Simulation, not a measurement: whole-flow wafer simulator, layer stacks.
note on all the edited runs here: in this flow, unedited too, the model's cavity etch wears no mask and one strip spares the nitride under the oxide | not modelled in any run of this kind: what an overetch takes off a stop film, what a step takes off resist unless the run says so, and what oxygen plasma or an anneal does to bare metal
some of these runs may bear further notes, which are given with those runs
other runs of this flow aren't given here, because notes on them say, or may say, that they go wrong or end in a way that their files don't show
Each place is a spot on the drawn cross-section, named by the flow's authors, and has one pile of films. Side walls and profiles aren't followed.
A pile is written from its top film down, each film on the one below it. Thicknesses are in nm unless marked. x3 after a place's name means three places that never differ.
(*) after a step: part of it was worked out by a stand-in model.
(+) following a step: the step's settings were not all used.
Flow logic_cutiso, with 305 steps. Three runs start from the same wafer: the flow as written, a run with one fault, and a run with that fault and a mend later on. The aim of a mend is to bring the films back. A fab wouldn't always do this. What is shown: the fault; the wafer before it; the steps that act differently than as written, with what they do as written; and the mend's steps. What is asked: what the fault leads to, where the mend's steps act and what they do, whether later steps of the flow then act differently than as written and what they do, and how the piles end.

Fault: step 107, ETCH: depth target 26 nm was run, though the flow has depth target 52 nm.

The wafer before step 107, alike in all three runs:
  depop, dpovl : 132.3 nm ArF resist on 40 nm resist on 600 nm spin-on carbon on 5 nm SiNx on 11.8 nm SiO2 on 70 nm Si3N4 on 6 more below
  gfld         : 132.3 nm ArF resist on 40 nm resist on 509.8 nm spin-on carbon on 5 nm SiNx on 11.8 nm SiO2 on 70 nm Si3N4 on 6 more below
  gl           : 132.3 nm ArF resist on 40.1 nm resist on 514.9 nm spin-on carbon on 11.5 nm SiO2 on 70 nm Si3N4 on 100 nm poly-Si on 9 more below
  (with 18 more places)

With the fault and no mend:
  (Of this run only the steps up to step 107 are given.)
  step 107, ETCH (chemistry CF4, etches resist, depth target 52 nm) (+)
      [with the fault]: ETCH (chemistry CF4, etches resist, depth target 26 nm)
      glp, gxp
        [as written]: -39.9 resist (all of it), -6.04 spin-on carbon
        [with the fault]: -26 resist
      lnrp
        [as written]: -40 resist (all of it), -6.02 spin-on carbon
        [with the fault]: -26 resist
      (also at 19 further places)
  After step 107, at depop, dpovl, gfld and 19 more, the piles differ from the flow's by more than 2% or 0.5 nm, whichever is larger.
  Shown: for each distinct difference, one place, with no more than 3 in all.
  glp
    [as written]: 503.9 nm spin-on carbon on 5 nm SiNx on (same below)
    [with the fault]: 13.9 nm resist on 509.9 nm spin-on carbon on 5 nm SiNx on (same below)
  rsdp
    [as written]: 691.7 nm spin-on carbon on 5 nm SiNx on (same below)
    [with the fault]: 13.9 nm resist on 697.7 nm spin-on carbon on 5 nm SiNx on (same below)
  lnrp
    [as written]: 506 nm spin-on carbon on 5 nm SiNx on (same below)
    [with the fault]: 14 nm resist on 512.1 nm spin-on carbon on 5 nm SiNx on (same below)

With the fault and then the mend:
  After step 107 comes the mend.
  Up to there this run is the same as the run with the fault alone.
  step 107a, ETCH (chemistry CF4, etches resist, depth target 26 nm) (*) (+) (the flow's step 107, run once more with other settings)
      depop, dpovl, gfld and 14 more
        -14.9 ArF resist
      glp, gxp
        -13.9 resist (all of it), -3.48 spin-on carbon
      lnrp
        -14 resist (all of it), -3.46 spin-on carbon
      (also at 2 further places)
  Later steps of the flow acting differently than as written (not shown: 2 more steps that differ only slightly, by at most 2% or 0.5 nm, whichever is larger):
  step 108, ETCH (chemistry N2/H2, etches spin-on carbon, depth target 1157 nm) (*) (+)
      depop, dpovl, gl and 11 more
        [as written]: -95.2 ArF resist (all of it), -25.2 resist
        [with the mend]: -98.9 ArF resist (all of it), -25.2 resist
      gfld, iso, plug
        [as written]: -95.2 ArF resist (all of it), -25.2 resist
        [with the mend]: -98.8 ArF resist (all of it), -25.2 resist
  By the end, the piles equal the flow's at every place that both follow.
